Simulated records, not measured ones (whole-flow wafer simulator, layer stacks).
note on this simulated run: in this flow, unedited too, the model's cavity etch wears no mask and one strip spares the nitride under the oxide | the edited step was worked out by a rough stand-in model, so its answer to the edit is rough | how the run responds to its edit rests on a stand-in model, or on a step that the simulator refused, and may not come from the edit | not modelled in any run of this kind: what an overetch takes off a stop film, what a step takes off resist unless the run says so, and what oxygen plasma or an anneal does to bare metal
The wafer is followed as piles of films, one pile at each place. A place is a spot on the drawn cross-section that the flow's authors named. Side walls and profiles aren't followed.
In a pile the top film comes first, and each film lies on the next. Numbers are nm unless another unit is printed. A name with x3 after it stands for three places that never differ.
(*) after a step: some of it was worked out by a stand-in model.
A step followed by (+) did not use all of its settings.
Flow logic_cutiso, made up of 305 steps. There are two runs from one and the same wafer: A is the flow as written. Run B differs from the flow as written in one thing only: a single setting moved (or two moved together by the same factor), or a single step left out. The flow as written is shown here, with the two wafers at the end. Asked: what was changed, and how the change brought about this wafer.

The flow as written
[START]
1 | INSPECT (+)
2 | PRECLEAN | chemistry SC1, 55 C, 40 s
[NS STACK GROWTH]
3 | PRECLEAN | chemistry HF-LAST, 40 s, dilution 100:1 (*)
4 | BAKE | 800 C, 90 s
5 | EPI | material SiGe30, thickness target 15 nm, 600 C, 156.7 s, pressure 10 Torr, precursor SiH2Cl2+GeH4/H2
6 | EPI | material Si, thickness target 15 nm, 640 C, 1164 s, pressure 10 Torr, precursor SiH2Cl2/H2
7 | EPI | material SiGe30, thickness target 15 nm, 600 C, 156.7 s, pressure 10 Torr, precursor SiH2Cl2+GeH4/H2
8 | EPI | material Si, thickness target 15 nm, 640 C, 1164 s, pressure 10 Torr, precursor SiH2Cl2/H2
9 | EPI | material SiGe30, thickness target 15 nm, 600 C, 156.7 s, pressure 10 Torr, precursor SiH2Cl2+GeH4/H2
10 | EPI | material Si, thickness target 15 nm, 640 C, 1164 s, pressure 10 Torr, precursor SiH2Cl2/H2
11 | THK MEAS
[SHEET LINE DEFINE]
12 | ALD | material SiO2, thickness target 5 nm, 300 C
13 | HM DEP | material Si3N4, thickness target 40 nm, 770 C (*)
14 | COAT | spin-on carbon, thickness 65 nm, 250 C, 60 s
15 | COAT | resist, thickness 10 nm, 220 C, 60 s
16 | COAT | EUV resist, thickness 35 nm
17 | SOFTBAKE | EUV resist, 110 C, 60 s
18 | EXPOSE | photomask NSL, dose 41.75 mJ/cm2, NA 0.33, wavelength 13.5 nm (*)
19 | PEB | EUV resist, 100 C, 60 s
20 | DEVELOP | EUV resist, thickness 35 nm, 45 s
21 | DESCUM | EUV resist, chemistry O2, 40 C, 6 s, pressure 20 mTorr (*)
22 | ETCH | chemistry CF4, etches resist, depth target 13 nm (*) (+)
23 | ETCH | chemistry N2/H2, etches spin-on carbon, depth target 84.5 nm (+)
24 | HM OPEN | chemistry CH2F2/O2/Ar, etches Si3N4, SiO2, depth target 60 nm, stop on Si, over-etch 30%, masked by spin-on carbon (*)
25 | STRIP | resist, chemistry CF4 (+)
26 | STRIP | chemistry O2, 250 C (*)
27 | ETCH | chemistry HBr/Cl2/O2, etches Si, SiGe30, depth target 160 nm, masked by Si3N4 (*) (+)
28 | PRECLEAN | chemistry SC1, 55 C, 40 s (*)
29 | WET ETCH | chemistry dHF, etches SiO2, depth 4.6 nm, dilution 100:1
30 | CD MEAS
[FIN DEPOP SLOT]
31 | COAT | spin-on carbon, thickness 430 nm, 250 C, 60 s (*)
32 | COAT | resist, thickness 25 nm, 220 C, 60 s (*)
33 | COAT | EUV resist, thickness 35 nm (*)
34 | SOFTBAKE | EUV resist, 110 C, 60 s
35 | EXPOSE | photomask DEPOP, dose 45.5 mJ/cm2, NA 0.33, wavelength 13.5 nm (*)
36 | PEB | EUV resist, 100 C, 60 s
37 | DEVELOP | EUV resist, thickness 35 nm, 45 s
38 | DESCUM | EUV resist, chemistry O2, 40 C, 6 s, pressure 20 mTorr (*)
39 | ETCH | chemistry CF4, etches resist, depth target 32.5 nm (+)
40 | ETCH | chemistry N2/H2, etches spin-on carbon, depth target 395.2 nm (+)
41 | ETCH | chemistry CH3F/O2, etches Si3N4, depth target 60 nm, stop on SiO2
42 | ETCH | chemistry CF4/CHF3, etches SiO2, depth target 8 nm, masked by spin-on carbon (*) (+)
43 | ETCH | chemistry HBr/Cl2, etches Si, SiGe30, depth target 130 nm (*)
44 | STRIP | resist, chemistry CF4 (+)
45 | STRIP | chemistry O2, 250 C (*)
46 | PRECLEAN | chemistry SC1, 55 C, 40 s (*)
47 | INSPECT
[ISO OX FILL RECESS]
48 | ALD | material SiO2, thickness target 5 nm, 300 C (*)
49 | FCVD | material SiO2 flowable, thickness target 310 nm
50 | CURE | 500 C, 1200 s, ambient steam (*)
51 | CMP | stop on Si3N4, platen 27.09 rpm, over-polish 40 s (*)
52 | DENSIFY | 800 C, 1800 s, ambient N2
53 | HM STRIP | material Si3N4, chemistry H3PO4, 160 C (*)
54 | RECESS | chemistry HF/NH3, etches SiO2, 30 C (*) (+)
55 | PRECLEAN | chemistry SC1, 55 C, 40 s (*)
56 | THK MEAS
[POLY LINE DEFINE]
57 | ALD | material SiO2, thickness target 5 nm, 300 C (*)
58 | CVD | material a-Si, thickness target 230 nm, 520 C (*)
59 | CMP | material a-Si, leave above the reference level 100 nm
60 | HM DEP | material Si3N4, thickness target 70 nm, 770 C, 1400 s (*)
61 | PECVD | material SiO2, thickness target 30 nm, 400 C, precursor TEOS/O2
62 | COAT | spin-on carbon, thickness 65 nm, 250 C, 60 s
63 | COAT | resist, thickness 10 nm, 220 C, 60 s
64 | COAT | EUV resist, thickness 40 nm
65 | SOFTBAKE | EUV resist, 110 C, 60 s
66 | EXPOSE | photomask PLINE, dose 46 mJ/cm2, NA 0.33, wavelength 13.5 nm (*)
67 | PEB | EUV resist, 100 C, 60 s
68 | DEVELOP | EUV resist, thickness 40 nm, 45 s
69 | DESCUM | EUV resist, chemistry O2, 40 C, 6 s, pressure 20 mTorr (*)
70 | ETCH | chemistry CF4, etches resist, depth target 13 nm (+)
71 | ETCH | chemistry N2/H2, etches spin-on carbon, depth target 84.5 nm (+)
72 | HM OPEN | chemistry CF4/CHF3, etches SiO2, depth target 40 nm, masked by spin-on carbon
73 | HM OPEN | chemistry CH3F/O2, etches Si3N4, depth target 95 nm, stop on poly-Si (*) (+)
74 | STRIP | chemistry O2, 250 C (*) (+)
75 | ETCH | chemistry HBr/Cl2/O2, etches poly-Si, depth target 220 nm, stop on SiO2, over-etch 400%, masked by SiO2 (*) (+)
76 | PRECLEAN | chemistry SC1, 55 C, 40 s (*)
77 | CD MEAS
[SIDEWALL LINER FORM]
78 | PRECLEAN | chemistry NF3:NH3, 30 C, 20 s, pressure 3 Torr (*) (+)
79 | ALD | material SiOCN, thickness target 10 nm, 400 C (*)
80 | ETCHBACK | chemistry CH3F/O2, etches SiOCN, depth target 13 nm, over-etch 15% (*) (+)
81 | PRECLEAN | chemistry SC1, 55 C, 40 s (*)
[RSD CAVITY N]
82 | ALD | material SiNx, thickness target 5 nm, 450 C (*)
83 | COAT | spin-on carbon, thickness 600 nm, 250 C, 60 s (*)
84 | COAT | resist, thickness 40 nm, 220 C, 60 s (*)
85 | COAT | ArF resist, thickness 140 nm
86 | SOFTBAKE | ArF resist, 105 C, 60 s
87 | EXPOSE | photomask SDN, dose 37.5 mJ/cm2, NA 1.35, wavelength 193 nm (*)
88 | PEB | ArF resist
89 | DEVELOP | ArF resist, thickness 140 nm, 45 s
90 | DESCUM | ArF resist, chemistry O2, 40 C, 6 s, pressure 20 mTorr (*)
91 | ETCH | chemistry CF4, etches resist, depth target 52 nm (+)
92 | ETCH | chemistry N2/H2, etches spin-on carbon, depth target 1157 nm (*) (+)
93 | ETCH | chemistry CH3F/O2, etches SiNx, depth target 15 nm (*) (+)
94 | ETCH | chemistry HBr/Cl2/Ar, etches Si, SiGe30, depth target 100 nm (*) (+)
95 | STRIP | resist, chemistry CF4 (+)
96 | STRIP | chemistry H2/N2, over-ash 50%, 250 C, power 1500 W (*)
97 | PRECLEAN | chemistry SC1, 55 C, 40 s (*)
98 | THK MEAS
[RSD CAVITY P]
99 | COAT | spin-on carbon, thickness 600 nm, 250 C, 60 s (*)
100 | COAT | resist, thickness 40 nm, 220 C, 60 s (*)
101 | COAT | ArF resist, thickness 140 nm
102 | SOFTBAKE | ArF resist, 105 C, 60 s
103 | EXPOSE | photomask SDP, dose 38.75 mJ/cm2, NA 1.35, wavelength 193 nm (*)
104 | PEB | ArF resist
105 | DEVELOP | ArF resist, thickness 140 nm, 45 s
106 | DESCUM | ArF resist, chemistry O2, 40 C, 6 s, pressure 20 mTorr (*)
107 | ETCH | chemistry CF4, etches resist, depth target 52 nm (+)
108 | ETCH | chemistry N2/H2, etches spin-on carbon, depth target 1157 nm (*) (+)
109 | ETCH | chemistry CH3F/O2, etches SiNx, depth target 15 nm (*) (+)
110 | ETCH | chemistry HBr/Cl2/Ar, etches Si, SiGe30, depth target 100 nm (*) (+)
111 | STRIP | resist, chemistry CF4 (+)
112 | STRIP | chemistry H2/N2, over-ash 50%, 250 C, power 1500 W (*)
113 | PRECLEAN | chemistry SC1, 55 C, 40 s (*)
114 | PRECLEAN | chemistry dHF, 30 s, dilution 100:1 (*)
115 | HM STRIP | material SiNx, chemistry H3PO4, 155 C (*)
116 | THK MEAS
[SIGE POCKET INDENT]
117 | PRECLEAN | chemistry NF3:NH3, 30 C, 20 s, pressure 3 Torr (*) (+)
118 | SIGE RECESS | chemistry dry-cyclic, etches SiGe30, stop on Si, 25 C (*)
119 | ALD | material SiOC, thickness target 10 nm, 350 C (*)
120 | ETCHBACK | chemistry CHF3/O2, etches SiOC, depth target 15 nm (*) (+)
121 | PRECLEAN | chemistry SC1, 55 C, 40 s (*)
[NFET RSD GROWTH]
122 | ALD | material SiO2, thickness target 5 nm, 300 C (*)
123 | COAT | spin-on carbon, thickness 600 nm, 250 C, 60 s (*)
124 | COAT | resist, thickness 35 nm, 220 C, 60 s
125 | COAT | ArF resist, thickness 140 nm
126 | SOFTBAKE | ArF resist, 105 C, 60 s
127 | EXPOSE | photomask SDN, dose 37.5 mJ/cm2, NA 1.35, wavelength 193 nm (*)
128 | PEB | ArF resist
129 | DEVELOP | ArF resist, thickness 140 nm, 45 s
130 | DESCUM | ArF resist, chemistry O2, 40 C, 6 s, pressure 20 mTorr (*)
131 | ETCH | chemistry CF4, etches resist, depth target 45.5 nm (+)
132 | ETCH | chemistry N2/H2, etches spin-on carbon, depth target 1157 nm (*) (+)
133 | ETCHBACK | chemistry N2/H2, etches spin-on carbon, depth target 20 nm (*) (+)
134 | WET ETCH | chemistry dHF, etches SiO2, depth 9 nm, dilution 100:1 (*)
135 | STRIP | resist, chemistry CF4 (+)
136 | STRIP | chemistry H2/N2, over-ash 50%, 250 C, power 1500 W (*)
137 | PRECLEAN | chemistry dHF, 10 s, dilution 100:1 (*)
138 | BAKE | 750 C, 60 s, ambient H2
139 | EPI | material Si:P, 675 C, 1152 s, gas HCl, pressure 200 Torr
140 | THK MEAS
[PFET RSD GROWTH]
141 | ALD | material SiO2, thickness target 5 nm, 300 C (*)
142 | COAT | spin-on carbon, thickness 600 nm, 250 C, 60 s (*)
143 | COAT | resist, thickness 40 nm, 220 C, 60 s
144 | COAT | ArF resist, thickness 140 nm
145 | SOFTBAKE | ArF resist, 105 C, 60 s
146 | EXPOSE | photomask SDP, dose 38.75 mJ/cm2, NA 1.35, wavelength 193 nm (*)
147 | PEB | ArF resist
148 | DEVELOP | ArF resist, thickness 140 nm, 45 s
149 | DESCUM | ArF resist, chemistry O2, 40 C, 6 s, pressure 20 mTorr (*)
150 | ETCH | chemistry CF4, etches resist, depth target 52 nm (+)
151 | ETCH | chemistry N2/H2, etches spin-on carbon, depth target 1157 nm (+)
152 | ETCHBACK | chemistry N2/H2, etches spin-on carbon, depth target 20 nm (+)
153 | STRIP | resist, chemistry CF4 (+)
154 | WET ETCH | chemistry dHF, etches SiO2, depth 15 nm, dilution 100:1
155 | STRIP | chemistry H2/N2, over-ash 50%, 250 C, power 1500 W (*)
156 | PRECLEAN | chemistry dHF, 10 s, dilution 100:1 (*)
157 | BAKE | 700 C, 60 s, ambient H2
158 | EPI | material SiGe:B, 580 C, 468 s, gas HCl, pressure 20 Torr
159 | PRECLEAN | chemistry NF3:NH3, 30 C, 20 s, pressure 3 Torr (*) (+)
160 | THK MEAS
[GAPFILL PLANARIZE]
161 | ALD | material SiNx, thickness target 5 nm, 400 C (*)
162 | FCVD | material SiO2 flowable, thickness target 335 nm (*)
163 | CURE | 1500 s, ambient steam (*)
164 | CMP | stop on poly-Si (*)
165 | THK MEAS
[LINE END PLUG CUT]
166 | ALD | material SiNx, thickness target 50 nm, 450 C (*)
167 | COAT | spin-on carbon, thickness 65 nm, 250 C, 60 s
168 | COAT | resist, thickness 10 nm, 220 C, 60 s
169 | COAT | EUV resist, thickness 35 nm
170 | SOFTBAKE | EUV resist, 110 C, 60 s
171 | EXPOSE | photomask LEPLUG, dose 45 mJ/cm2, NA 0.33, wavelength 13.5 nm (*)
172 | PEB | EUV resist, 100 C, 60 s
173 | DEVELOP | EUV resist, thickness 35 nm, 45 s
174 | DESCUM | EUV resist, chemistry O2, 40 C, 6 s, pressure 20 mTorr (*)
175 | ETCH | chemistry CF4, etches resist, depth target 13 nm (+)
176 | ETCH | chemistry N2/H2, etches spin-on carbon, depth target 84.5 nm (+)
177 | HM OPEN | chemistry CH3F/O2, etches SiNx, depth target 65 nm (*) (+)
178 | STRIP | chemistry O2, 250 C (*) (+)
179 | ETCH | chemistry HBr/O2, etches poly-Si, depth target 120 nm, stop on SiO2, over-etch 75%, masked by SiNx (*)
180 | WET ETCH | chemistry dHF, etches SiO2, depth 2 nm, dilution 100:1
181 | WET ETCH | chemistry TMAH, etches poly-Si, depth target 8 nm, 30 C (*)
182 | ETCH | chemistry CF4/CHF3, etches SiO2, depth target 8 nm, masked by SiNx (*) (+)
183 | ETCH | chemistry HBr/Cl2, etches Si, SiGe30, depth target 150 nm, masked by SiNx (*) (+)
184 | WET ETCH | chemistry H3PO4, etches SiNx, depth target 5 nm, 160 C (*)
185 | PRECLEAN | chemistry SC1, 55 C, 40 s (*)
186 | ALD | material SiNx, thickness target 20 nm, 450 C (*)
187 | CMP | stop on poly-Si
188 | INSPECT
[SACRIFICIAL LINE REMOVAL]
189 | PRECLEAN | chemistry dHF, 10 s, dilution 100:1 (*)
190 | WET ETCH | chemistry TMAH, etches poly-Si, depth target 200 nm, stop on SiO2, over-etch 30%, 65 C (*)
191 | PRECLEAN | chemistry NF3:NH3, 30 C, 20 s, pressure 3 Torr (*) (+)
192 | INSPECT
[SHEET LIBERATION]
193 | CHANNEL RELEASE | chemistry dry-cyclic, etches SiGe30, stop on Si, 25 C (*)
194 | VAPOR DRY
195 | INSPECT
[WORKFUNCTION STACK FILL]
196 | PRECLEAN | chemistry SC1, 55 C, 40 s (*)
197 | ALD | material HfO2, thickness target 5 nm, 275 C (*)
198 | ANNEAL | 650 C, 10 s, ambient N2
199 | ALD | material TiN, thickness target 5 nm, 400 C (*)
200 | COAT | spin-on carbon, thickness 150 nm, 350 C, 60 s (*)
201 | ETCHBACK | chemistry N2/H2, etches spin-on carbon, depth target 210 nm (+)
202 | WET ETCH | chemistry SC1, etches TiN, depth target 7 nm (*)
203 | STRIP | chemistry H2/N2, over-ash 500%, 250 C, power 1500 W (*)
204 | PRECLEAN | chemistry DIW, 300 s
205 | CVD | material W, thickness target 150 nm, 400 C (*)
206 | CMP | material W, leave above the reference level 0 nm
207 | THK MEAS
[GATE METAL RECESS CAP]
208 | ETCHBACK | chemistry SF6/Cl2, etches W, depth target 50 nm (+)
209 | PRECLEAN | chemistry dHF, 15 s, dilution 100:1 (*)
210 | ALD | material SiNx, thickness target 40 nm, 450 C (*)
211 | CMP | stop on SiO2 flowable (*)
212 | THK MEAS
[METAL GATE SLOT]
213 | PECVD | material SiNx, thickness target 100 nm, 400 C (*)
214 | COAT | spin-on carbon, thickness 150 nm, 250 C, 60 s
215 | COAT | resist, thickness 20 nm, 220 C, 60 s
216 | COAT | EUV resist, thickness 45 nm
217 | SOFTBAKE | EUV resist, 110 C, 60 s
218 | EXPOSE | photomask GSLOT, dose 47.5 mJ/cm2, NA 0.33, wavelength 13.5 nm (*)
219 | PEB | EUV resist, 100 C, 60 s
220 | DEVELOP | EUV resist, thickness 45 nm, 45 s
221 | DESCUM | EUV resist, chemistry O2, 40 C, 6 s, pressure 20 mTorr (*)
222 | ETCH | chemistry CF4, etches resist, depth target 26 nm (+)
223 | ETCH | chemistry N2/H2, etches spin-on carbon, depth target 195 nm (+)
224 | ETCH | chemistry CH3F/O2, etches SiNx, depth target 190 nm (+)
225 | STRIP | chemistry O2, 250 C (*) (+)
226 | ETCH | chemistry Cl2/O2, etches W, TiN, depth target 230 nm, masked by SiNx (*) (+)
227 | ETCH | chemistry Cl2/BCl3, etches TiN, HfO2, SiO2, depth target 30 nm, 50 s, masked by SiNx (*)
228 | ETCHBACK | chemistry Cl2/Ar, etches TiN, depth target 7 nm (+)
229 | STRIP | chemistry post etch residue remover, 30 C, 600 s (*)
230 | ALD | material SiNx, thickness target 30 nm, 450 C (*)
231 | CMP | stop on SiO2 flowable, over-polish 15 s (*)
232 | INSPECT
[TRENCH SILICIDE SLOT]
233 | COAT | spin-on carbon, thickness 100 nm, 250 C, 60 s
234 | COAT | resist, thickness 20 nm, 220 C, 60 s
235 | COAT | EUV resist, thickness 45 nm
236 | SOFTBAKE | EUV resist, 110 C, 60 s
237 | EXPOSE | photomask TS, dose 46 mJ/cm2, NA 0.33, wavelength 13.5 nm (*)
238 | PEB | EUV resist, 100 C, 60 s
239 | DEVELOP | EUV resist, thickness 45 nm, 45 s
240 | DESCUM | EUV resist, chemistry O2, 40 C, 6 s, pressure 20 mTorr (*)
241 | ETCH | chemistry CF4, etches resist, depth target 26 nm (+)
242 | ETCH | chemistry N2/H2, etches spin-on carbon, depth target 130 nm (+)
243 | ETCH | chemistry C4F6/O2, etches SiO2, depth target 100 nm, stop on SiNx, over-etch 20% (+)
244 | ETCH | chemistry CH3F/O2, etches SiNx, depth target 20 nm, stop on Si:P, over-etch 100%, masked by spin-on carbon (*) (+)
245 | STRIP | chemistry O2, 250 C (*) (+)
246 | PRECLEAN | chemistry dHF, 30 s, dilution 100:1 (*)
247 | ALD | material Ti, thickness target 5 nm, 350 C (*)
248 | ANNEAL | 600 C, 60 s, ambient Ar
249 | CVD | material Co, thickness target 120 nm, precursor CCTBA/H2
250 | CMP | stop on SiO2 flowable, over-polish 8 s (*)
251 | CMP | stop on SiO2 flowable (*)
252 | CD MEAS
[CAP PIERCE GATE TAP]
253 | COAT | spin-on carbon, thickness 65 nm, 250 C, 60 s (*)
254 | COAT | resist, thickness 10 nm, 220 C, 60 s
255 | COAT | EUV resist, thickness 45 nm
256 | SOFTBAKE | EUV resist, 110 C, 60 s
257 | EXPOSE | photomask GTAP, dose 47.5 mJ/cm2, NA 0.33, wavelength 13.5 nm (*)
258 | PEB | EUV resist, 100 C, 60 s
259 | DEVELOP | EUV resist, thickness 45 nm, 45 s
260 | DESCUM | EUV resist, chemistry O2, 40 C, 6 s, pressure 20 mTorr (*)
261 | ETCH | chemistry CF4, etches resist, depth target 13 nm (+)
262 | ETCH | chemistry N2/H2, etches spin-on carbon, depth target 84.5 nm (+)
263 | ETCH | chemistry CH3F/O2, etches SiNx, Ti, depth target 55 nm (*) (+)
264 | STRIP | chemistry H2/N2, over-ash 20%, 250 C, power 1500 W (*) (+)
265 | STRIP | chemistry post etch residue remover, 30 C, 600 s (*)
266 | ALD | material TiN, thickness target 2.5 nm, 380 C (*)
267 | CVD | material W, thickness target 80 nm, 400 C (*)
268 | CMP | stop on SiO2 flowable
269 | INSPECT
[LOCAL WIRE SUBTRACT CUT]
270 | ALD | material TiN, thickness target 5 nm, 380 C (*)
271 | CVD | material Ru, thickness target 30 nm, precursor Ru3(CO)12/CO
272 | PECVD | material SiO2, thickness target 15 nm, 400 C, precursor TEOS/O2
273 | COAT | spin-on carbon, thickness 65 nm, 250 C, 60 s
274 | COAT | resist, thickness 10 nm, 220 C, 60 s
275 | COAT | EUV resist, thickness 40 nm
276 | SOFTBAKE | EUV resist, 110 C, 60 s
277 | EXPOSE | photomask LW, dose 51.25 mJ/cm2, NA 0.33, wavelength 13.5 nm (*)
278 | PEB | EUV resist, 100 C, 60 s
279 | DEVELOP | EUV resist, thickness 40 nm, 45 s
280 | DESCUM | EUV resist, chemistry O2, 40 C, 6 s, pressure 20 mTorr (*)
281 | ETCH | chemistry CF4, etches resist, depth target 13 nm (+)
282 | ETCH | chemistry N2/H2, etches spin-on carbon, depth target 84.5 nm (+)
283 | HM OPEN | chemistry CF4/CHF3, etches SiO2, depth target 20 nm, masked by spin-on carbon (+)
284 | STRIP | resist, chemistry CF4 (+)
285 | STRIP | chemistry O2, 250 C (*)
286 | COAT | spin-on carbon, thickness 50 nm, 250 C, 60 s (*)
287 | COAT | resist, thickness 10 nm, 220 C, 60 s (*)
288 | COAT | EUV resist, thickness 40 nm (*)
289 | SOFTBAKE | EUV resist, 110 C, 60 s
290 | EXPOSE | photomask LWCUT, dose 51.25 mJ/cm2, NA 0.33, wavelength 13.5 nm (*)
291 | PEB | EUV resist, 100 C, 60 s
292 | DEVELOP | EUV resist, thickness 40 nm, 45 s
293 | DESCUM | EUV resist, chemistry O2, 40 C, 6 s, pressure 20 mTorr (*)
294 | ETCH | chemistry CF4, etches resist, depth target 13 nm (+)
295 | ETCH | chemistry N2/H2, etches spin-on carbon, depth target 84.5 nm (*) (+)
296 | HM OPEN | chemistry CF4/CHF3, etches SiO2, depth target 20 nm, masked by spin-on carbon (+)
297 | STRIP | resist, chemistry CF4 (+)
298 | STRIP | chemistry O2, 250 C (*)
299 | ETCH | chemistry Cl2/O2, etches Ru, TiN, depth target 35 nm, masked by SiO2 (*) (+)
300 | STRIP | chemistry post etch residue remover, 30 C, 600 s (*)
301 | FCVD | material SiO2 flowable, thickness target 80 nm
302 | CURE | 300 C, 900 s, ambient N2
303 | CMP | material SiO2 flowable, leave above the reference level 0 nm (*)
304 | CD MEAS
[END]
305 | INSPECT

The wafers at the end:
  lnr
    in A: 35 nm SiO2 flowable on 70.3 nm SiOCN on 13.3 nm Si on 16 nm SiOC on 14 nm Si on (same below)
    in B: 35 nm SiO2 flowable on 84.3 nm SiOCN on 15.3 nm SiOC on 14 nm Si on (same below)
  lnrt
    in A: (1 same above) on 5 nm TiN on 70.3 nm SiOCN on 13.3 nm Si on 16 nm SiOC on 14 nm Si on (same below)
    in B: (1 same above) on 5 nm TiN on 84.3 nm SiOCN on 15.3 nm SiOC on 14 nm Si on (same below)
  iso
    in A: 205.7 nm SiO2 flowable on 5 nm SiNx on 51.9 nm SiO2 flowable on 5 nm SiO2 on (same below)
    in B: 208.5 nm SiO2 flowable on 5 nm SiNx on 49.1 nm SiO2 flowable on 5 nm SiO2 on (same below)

The reason: step 75, ETCH: depth target 330 nm was run, while the flow as written has depth target 220 nm.

How this came from the change, step by step:
  75 | ETCH | chemistry HBr/Cl2/O2, etches poly-Si, depth target 220 nm, stop on SiO2, over-etch 400%, masked by SiO2 (*) (+)
      lnr, lnrp, lnrt, rsdn, rsdp, rsdw, rsdx: A chemical SiO2 loses 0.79 (all of it), poly-Si loses 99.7 (all of it), SiO2 loses 5 (all of it) | B chemical SiO2 loses 0.79 (all of it), poly-Si loses 99.7 (all of it), SiO2 loses 5 (all of it), chemical SiO2 loses 0.49 (all of it), Si loses 13.9 (all of it)
      iso, lnri: A chemical SiO2 loses 0.79 (all of it), poly-Si loses 189.1 (all of it), SiO2 loses 4.55 | B chemical SiO2 loses 0.79 (all of it), poly-Si loses 189.1 (all of it), SiO2 loses 5 (all of it), SiO2 flowable loses 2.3
  80 | ETCHBACK | chemistry CH3F/O2, etches SiOCN, depth target 13 nm, over-etch 15% (*) (+)
      rsdn, rsdp, rsdw, rsdx: A SiOCN loses 10 (all of it), Si loses 0.7 | B SiOCN loses 10 (all of it), SiGe30 loses 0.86
      lnr, lnrp, lnrt: A SiOCN gains 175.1 | B SiOCN gains 189.1
  94 | ETCH | chemistry HBr/Cl2/Ar, etches Si, SiGe30, depth target 100 nm (*) (+)
      rsdn, rsdx: A chemical SiO2 loses 0.49 (all of it), Si loses 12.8 (all of it), SiGe30 loses 15 (all of it), Si loses 15 (all of it), SiGe30 loses 15 (all of it), Si loses 15 (all of it), SiGe30 loses 15 (all of it), Si loses 12.2 | B chemical SiO2 loses 0.49 (all of it), SiGe30 loses 13.7 (all of it), Si loses 15 (all of it), SiGe30 loses 15 (all of it), Si loses 15 (all of it), SiGe30 loses 15 (all of it), Si loses 26.3
  110 | ETCH | chemistry HBr/Cl2/Ar, etches Si, SiGe30, depth target 100 nm (*) (+)
      rsdp, rsdw: A chemical SiO2 loses 0.49 (all of it), Si loses 12.8 (all of it), SiGe30 loses 15 (all of it), Si loses 15 (all of it), SiGe30 loses 15 (all of it), Si loses 15 (all of it), SiGe30 loses 15 (all of it), Si loses 12.2 | B chemical SiO2 loses 0.49 (all of it), SiGe30 loses 13.7 (all of it), Si loses 15 (all of it), SiGe30 loses 15 (all of it), Si loses 15 (all of it), SiGe30 loses 15 (all of it), Si loses 26.3
  118 | SIGE RECESS | chemistry dry-cyclic, etches SiGe30, stop on Si, 25 C (*)
      lnr, lnrp, lnrt: A SiOCN loses 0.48, Si loses 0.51, cavity gains 16 (new film), SiGe30 loses 15 (all of it), Si loses 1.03, cavity gains 16 (new film), SiGe30 loses 15 (all of it), Si loses 1.03, cavity gains 16 (new film), SiGe30 loses 15 (all of it), Si loses 0.51 | B SiOCN loses 0.48, cavity gains 15.3 (new film), SiGe30 loses 14.8 (all of it), Si loses 1.03, cavity gains 16 (new film), SiGe30 loses 15 (all of it), Si loses 1.03, cavity gains 16 (new film), SiGe30 loses 15 (all of it), Si loses 0.51
  119 | ALD | material SiOC, thickness target 10 nm, 350 C (*)
      lnr, lnrp, lnrt: A SiOC gains 10 (new film), SiOC gains 16 (new film), cavity loses 16 (all of it), SiOC gains 16 (new film), cavity loses 16 (all of it), SiOC gains 16 (new film), cavity loses 16 (all of it) | B SiOC gains 10 (new film), SiOC gains 15.3 (new film), cavity loses 15.3 (all of it), SiOC gains 16 (new film), cavity loses 16 (all of it), SiOC gains 16 (new film), cavity loses 16 (all of it)
  135 | STRIP | resist, chemistry CF4 (+)
      gl: A Si3N4 loses 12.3 | B Si3N4 loses 11.7
  139 | EPI | material Si:P, 675 C, 1152 s, gas HCl, pressure 200 Torr
      rsdn, rsdx: A Si:P gains 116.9 (new film) | B Si:P gains 131 (new film)
  141 | ALD | material SiO2, thickness target 5 nm, 300 C (*)
      gxn: A SiO2 gains 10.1 (new film) | B SiO2 gains 6.14 (new film)
  158 | EPI | material SiGe:B, 580 C, 468 s, gas HCl, pressure 20 Torr
      rsdp, rsdw: A SiGe:B gains 116.8 (new film) | B SiGe:B gains 131 (new film)
  159 | PRECLEAN | chemistry NF3:NH3, 30 C, 20 s, pressure 3 Torr (*) (+)
      gxn: A SiO2 loses 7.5 | B SiO2 loses 4.62 (all of it), Si3N4 loses 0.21
  164 | CMP | stop on poly-Si (*)
      gxn: A SiO2 flowable loses 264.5 (all of it), SiNx loses 5 (all of it), SiO2 loses 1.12 (all of it), Si3N4 loses 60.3 (all of it) | B SiO2 flowable loses 265.4 (all of it), SiNx loses 5 (all of it), Si3N4 loses 60.4 (all of it)
